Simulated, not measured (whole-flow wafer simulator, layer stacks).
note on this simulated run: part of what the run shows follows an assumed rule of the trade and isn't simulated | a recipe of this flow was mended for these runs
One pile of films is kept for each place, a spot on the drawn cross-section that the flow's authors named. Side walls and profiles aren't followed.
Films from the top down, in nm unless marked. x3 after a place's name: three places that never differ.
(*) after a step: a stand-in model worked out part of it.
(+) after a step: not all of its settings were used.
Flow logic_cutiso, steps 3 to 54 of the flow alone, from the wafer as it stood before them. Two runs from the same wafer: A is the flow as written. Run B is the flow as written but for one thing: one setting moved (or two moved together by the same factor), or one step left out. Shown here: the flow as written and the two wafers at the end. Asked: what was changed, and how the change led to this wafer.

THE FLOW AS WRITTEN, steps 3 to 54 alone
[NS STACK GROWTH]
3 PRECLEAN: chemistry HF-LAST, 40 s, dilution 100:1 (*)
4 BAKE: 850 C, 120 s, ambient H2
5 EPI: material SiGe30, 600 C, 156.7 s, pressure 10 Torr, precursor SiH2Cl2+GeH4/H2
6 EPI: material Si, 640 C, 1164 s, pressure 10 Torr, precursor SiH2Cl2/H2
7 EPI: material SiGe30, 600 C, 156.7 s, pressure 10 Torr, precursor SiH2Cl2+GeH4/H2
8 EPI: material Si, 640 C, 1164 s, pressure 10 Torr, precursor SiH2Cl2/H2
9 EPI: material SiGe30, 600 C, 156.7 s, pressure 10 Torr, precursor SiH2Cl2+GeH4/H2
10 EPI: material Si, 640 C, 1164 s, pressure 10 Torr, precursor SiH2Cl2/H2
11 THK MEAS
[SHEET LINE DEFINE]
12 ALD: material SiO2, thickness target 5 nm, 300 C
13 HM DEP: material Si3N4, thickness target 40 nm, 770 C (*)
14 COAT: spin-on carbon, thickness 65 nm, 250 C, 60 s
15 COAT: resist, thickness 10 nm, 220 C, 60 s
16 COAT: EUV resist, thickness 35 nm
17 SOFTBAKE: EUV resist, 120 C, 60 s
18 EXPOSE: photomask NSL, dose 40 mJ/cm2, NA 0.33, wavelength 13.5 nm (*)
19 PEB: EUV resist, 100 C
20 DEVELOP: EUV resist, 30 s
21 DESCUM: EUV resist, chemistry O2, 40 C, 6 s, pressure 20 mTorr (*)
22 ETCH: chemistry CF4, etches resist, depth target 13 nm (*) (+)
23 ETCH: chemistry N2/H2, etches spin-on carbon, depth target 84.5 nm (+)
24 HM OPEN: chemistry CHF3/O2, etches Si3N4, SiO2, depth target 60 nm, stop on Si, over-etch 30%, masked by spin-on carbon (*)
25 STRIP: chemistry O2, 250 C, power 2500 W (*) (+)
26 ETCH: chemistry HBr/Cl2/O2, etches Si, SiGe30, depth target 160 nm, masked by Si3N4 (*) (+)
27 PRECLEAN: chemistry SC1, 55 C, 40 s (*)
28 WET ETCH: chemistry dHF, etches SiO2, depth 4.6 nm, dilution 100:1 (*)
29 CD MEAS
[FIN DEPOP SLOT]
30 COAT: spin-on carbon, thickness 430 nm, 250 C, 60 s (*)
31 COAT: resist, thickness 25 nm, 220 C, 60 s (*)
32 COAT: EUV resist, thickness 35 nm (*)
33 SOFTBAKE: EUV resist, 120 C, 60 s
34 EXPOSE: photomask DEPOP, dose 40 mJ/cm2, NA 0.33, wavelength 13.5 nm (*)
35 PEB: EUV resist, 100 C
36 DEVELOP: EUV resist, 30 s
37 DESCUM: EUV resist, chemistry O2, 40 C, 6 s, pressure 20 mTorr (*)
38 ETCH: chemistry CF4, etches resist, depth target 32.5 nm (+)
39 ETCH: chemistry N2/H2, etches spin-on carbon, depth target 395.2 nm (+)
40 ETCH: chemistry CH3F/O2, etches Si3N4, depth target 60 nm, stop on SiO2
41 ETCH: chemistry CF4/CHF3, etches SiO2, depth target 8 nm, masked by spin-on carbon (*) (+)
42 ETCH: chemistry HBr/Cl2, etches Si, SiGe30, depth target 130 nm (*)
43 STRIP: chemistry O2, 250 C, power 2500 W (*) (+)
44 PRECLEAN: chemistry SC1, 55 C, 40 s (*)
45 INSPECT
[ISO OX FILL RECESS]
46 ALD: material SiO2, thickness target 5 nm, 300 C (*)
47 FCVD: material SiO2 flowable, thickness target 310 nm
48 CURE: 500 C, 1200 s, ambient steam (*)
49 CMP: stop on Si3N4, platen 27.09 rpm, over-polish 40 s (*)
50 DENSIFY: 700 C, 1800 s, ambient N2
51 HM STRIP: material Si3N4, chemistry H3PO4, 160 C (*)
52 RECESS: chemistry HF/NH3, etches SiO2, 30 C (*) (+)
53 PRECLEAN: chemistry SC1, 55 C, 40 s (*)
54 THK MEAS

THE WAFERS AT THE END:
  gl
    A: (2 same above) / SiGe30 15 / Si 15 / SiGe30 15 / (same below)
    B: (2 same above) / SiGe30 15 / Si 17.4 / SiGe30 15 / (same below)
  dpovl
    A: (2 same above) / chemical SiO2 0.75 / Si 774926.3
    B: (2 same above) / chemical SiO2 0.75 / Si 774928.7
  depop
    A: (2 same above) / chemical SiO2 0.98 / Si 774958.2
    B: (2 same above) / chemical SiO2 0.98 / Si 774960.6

The cause: step 8, EPI: 1351 s was run, where the flow has 1164 s.

How the change led to this, step by step:
  8 EPI: material Si, 640 C, 1164 s, pressure 10 Torr, precursor SiH2Cl2/H2
      depop, dpovl, gfld and 19 more: A Si +15 (new film) | B Si +17.4 (new film)
  26 ETCH: chemistry HBr/Cl2/O2, etches Si, SiGe30, depth target 160 nm, masked by Si3N4 (*) (+)
      dpovl, gfld, gxf, iso, isow, lnri, nsgap: A chemical SiO2 -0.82 (all of it), Si -12 (all of it), SiGe30 -15 (all of it), Si -15 (all of it), SiGe30 -15 (all of it), Si -15 (all of it), SiGe30 -15 (all of it), Si -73 | B chemical SiO2 -0.82 (all of it), Si -12 (all of it), SiGe30 -15 (all of it), Si -17.4 (all of it), SiGe30 -15 (all of it), Si -15 (all of it), SiGe30 -15 (all of it), Si -70.6
  42 ETCH: chemistry HBr/Cl2, etches Si, SiGe30, depth target 130 nm (*)
      depop: A Si -13.8 (all of it), SiGe30 -15 (all of it), Si -15 (all of it), SiGe30 -15 (all of it), Si -15 (all of it), SiGe30 -15 (all of it), Si -41.2 | B Si -13.8 (all of it), SiGe30 -15 (all of it), Si -17.4 (all of it), SiGe30 -15 (all of it), Si -15 (all of it), SiGe30 -15 (all of it), Si -38.8
